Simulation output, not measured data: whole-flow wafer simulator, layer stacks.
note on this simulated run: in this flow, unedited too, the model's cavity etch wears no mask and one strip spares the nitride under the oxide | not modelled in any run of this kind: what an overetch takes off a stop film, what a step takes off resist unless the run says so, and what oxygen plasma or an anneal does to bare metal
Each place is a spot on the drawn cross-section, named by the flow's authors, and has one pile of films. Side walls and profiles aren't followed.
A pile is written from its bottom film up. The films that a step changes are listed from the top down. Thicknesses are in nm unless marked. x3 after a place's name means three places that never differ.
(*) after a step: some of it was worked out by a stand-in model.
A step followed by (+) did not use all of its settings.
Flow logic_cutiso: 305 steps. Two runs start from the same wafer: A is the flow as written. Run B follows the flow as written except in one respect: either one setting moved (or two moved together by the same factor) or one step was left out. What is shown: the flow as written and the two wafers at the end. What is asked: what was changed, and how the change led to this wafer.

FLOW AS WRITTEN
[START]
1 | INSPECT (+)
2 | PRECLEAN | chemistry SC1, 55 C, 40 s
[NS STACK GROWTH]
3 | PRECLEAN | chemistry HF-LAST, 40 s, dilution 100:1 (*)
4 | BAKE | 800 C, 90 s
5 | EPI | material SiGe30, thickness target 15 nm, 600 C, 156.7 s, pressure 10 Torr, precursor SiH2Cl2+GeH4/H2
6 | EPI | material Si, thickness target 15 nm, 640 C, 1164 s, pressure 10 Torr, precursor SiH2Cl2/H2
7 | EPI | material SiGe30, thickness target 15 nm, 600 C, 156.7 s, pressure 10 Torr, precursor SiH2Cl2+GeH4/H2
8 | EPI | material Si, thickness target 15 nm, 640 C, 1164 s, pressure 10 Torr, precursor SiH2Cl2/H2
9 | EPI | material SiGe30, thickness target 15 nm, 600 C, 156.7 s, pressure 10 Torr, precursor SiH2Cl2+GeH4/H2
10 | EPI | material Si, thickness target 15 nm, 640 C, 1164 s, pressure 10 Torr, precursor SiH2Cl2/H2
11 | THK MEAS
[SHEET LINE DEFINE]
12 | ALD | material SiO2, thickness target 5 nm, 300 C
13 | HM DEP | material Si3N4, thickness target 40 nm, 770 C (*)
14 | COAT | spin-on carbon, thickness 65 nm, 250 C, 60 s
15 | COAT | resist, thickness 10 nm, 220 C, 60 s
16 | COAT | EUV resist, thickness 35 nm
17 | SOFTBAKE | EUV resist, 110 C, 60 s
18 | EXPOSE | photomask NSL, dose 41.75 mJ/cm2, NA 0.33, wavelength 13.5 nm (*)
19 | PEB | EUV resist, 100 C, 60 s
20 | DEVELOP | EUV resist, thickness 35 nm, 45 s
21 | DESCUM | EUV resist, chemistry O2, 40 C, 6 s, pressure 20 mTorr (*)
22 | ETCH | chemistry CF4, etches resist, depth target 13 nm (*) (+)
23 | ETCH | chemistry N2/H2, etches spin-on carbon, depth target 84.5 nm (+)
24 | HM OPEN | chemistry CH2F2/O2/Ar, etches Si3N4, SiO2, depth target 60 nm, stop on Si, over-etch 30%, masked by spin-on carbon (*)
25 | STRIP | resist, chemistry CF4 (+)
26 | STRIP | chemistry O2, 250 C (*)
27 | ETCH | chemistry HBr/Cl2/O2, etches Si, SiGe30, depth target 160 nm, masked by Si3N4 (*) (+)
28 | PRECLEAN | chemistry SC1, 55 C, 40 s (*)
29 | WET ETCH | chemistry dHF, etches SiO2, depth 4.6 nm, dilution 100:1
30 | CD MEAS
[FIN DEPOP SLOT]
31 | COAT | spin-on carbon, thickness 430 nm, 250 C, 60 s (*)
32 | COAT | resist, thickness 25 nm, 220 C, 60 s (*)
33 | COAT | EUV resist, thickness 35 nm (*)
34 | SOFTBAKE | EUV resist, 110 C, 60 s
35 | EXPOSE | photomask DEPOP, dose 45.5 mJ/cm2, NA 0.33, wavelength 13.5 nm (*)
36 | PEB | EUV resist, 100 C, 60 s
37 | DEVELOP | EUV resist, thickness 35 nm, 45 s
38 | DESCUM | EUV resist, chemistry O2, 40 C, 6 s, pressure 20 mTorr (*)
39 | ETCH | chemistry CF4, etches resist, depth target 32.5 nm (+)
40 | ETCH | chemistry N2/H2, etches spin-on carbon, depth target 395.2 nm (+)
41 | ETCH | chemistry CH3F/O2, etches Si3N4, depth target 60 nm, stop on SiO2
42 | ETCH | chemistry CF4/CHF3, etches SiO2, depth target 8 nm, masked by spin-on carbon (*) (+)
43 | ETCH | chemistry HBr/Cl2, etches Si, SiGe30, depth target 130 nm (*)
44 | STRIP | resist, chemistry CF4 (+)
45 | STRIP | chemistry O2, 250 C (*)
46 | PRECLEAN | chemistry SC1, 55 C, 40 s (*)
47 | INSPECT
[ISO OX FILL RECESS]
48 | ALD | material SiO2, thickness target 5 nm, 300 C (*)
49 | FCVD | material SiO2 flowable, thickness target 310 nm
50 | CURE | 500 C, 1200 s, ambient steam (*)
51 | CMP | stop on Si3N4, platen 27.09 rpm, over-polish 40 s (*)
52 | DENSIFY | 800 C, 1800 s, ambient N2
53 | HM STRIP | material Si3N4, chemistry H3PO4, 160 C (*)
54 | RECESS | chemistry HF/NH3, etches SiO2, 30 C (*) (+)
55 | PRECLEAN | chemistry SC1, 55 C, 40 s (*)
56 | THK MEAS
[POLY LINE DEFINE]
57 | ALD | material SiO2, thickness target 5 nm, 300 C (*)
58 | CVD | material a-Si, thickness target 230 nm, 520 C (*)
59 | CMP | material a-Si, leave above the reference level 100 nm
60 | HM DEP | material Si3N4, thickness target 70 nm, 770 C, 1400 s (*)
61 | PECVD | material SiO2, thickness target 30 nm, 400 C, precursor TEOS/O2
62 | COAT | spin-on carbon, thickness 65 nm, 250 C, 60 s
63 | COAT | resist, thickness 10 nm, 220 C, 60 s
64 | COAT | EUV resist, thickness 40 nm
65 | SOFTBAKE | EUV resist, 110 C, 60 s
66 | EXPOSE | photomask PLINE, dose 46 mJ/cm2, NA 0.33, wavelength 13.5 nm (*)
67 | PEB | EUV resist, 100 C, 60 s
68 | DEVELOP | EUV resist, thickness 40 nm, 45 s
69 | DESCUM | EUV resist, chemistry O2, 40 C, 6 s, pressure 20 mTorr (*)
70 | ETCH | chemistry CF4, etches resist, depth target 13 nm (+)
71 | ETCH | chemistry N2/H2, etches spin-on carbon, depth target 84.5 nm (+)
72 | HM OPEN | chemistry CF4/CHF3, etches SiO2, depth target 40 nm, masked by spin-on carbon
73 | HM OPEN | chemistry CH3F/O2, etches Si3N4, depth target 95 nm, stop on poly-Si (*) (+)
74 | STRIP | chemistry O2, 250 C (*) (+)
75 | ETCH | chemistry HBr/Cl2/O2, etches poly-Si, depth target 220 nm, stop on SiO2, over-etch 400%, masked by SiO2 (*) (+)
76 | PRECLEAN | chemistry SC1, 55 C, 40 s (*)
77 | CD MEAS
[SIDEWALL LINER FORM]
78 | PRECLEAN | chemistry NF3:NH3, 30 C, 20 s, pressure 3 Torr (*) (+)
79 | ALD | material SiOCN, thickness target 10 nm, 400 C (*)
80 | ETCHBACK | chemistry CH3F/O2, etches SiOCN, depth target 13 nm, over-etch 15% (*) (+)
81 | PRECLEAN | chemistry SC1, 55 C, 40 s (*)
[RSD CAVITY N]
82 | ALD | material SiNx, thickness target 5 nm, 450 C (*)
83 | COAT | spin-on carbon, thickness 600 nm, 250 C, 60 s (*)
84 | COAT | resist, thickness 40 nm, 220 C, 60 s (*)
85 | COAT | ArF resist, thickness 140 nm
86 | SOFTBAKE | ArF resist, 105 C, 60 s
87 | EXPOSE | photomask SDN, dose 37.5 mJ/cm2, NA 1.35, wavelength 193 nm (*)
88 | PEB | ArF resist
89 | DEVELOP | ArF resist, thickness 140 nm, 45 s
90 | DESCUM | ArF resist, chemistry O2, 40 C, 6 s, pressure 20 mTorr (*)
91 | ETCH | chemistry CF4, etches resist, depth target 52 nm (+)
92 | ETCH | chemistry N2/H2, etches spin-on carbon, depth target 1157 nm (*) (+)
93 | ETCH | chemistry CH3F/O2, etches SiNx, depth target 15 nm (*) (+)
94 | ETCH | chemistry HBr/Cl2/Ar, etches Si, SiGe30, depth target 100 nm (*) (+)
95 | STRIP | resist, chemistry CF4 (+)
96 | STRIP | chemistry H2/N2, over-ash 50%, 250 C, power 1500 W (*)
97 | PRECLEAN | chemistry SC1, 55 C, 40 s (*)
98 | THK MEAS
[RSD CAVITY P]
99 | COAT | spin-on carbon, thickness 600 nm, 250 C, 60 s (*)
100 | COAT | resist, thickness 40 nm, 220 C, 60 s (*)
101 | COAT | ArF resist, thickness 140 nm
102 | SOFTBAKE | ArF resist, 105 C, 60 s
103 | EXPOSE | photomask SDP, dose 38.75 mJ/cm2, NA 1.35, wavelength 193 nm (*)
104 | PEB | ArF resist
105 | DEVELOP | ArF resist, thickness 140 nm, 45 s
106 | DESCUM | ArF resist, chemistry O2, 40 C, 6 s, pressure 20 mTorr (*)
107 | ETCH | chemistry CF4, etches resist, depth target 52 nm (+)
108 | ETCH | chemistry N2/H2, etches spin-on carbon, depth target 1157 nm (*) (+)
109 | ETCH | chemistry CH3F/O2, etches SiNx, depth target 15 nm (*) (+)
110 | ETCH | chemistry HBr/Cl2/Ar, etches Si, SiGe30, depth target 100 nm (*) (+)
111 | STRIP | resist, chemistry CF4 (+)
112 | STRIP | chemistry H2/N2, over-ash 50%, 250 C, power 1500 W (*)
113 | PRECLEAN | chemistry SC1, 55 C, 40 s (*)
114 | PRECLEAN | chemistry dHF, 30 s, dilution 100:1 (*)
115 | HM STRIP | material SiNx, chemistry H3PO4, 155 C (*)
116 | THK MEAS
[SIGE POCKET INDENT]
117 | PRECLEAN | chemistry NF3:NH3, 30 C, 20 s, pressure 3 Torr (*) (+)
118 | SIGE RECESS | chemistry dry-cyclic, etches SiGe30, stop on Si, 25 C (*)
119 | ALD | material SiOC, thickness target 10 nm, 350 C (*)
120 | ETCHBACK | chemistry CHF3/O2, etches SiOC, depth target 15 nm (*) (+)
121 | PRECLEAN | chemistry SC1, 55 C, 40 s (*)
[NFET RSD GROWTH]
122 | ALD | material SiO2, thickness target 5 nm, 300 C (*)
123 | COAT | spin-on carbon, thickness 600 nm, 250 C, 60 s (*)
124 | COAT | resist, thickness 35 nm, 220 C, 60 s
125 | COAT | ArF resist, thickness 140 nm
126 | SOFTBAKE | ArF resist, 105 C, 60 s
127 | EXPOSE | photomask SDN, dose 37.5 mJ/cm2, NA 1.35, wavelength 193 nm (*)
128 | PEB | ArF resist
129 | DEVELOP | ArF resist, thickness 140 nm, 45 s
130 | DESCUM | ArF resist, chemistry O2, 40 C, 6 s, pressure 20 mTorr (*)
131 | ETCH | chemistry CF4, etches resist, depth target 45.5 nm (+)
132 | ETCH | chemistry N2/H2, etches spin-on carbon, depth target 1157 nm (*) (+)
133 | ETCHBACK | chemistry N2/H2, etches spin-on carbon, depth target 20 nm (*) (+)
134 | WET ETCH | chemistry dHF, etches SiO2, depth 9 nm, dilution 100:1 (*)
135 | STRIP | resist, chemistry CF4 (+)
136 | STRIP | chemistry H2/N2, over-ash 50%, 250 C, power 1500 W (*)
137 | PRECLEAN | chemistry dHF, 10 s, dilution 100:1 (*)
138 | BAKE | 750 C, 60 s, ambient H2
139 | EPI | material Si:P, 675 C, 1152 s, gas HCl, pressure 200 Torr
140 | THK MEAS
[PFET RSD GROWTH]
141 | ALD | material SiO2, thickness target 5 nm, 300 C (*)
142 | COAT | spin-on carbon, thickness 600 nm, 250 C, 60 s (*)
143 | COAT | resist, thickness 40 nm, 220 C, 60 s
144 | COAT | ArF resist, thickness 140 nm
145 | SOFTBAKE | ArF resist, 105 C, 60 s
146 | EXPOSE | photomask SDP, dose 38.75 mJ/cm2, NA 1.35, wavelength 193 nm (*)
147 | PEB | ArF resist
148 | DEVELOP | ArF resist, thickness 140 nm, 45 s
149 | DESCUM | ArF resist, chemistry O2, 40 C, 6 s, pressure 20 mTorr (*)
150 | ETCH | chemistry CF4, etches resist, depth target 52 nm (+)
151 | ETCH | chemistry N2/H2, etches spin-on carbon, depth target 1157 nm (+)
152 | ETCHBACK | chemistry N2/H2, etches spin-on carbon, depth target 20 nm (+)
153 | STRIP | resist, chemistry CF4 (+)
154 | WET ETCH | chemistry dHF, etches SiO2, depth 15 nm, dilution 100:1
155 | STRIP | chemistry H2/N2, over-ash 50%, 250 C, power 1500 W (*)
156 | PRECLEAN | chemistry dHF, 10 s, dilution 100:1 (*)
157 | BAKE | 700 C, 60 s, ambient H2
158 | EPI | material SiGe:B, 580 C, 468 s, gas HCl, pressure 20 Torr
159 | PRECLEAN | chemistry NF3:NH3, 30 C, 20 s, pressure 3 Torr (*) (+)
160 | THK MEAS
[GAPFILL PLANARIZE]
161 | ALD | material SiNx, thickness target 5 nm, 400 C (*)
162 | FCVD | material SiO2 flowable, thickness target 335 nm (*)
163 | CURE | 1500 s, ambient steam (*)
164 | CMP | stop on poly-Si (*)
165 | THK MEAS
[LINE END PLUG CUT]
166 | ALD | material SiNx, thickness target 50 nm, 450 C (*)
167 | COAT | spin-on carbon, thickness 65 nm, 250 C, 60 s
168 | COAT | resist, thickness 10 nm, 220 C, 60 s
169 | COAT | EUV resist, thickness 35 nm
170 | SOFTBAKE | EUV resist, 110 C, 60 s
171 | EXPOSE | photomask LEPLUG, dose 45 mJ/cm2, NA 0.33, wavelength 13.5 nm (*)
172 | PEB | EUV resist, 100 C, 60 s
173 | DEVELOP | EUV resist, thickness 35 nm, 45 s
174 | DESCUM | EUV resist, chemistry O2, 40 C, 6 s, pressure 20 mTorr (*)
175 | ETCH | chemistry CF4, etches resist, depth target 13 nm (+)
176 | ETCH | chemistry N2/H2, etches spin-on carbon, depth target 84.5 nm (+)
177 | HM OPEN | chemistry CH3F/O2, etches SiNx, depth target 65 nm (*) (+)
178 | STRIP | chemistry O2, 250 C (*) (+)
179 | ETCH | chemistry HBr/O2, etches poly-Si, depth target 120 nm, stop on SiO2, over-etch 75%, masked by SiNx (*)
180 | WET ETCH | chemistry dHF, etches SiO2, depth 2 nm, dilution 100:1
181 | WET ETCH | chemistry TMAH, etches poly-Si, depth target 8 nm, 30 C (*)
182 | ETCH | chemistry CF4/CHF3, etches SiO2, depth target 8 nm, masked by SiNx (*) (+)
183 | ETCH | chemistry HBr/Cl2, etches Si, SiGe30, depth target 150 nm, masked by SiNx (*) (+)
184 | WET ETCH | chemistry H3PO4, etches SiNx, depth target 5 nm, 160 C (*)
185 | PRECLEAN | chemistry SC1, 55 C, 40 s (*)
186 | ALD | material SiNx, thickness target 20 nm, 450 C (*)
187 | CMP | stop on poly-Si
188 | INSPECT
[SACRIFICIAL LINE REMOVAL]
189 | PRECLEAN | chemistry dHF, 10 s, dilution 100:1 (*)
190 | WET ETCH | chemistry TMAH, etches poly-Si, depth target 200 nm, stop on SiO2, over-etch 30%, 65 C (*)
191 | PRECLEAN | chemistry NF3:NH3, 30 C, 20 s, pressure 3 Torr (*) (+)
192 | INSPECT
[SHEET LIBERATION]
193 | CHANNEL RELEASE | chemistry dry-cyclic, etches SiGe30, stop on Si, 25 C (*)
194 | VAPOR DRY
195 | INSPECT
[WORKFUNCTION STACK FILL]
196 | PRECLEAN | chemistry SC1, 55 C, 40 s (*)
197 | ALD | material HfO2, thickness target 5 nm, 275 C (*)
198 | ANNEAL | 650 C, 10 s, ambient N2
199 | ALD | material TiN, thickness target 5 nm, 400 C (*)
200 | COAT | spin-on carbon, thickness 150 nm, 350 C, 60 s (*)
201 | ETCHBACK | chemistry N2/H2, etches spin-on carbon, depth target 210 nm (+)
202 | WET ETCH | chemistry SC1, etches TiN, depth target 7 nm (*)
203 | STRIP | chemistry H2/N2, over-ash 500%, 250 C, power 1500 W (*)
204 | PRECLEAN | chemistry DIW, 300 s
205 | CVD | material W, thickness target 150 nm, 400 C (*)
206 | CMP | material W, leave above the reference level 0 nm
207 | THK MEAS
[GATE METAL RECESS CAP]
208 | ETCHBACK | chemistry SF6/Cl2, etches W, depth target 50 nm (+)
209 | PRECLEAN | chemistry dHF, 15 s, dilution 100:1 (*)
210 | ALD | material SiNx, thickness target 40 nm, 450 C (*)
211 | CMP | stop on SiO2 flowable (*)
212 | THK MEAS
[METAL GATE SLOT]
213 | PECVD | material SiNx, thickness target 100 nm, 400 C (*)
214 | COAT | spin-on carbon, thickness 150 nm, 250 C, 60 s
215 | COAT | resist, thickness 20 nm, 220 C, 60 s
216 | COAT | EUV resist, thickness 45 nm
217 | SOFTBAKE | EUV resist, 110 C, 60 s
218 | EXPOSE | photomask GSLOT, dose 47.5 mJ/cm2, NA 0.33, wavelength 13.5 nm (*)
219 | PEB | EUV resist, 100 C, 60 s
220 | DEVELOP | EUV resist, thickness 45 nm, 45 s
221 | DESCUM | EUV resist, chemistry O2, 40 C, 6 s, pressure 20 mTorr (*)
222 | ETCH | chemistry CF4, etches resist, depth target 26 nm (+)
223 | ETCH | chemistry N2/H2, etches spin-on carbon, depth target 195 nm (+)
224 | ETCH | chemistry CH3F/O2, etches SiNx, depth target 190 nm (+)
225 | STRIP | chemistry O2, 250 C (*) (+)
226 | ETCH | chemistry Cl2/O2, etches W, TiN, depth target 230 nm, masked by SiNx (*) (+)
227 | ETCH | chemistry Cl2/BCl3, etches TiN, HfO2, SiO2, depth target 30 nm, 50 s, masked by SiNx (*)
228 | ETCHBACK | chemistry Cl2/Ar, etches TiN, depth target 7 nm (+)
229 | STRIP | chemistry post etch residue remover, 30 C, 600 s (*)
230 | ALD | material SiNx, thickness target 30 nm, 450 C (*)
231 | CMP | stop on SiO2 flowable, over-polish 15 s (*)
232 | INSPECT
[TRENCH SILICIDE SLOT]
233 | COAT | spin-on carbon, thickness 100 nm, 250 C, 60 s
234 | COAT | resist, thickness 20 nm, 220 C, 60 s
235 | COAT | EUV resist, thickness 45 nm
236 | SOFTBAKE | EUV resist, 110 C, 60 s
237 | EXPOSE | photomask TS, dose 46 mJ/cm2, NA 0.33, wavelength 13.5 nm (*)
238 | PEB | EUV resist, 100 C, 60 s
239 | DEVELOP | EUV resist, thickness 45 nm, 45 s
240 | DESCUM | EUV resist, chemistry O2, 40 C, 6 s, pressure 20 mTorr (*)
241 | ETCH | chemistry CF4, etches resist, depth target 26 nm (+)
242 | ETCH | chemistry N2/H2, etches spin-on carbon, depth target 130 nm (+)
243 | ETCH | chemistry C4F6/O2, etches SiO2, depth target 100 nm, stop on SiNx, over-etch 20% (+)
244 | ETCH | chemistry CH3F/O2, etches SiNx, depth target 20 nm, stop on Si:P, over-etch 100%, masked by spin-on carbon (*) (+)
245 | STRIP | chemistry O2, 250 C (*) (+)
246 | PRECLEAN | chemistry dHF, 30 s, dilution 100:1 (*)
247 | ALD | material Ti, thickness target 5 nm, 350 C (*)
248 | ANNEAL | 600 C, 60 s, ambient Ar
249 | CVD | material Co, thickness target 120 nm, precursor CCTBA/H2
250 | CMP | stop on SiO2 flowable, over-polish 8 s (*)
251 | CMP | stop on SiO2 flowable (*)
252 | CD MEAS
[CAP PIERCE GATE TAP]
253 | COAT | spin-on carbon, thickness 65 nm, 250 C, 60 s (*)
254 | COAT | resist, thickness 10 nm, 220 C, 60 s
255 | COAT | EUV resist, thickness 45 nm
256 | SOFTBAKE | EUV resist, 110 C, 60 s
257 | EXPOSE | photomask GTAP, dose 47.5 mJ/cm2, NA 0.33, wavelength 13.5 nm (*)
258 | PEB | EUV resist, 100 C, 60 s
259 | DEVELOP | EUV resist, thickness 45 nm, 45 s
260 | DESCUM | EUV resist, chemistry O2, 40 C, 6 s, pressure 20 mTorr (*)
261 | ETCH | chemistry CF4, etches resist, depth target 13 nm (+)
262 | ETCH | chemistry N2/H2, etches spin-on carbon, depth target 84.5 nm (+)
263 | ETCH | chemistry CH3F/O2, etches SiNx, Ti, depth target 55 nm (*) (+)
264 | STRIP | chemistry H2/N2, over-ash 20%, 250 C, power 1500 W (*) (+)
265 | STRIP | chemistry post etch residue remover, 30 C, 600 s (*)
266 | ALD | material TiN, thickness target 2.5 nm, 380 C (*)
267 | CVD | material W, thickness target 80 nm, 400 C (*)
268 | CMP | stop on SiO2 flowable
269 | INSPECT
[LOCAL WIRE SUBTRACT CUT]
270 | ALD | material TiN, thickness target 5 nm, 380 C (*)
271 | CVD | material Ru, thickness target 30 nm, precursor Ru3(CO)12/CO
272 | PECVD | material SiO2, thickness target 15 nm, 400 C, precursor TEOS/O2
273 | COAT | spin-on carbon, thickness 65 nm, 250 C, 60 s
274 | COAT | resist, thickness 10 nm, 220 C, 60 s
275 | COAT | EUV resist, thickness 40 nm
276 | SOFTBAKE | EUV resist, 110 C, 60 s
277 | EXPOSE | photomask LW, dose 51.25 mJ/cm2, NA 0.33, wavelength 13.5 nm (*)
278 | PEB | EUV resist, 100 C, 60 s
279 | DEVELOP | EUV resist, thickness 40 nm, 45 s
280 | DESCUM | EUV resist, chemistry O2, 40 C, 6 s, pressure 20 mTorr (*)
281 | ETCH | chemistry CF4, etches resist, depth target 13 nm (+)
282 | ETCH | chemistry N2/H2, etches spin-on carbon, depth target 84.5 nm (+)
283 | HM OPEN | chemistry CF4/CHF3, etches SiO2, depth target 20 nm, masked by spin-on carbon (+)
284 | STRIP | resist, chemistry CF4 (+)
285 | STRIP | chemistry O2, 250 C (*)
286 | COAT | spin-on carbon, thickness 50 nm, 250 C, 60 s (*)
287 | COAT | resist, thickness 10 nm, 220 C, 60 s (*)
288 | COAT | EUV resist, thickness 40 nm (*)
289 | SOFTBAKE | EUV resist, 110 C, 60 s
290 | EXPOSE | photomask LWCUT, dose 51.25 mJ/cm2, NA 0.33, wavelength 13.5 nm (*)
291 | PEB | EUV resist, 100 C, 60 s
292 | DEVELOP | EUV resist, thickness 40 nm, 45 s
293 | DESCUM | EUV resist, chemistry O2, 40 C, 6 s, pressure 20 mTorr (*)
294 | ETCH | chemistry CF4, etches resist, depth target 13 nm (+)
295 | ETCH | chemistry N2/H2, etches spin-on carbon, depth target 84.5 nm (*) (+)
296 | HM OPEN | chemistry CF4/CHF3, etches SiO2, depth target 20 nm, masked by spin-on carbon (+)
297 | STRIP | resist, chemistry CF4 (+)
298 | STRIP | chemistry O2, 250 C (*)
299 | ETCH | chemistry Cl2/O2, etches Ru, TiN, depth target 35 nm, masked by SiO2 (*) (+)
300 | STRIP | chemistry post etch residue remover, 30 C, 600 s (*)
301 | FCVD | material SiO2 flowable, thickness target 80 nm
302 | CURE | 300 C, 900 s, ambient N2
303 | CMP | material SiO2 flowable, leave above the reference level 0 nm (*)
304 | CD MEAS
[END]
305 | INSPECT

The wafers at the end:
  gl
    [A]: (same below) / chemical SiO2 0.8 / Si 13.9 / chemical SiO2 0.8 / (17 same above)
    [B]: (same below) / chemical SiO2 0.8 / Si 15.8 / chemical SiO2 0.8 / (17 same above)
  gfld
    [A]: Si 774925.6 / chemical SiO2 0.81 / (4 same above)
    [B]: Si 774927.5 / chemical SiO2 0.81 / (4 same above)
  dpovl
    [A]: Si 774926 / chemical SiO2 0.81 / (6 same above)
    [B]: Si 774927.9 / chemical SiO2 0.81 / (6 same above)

The reason: step 6, EPI: thickness target 16.9 nm was run, whereas the flow has thickness target 15 nm; step 6, EPI: 1310 s was run, where the flow has 1164 s.

The path from the change to this, step by step:
  6 | EPI | material Si, thickness target 15 nm, 640 C, 1164 s, pressure 10 Torr, precursor SiH2Cl2/H2
      depop, dpovl, gfld and 19 more: A +15 Si (new film) | B +16.9 Si (new film)
  27 | ETCH | chemistry HBr/Cl2/O2, etches Si, SiGe30, depth target 160 nm, masked by Si3N4 (*) (+)
      gfld, gxf, iso, lnri: A -0.79 chemical SiO2 (all of it), -11.4 Si (all of it), -15 SiGe30 (all of it), -15 Si (all of it), -15 SiGe30 (all of it), -15 Si (all of it), -15 SiGe30 (all of it), -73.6 Si | B -0.79 chemical SiO2 (all of it), -11.4 Si (all of it), -15 SiGe30 (all of it), -15 Si (all of it), -15 SiGe30 (all of it), -16.9 Si (all of it), -15 SiGe30 (all of it), -71.8 Si
      dpovl, nsgap: A -0.79 chemical SiO2 (all of it), -11.8 Si (all of it), -15 SiGe30 (all of it), -15 Si (all of it), -15 SiGe30 (all of it), -15 Si (all of it), -15 SiGe30 (all of it), -73.2 Si | B -0.79 chemical SiO2 (all of it), -11.8 Si (all of it), -15 SiGe30 (all of it), -15 Si (all of it), -15 SiGe30 (all of it), -16.9 Si (all of it), -15 SiGe30 (all of it), -71.4 Si
      (as well as at 1 more place)
  43 | ETCH | chemistry HBr/Cl2, etches Si, SiGe30, depth target 130 nm (*)
      depop: A -14 Si (all of it), -15 SiGe30 (all of it), -15 Si (all of it), -15 SiGe30 (all of it), -15 Si (all of it), -15 SiGe30 (all of it), -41 Si | B -14 Si (all of it), -15 SiGe30 (all of it), -15 Si (all of it), -15 SiGe30 (all of it), -16.9 Si (all of it), -15 SiGe30 (all of it), -39.1 Si
  94 | ETCH | chemistry HBr/Cl2/Ar, etches Si, SiGe30, depth target 100 nm (*) (+)
      rsdn, rsdx: A -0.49 chemical SiO2 (all of it), -12.8 Si (all of it), -15 SiGe30 (all of it), -15 Si (all of it), -15 SiGe30 (all of it), -15 Si (all of it), -15 SiGe30 (all of it), -12.2 Si | B -0.49 chemical SiO2 (all of it), -12.8 Si (all of it), -15 SiGe30 (all of it), -15 Si (all of it), -15 SiGe30 (all of it), -16.9 Si (all of it), -15 SiGe30 (all of it), -10.3 Si
  110 | ETCH | chemistry HBr/Cl2/Ar, etches Si, SiGe30, depth target 100 nm (*) (+)
      rsdp, rsdw: A -0.49 chemical SiO2 (all of it), -12.8 Si (all of it), -15 SiGe30 (all of it), -15 Si (all of it), -15 SiGe30 (all of it), -15 Si (all of it), -15 SiGe30 (all of it), -12.2 Si | B -0.49 chemical SiO2 (all of it), -12.8 Si (all of it), -15 SiGe30 (all of it), -15 Si (all of it), -15 SiGe30 (all of it), -16.9 Si (all of it), -15 SiGe30 (all of it), -10.3 Si
  183 | ETCH | chemistry HBr/Cl2, etches Si, SiGe30, depth target 150 nm, masked by SiNx (*) (+)
      plug: A -13.6 Si (all of it), -15 SiGe30 (all of it), -15 Si (all of it), -15 SiGe30 (all of it), -15 Si (all of it), -15 SiGe30 (all of it), -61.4 Si | B -13.6 Si (all of it), -15 SiGe30 (all of it), -15 Si (all of it), -15 SiGe30 (all of it), -16.9 Si (all of it), -15 SiGe30 (all of it), -59.6 Si
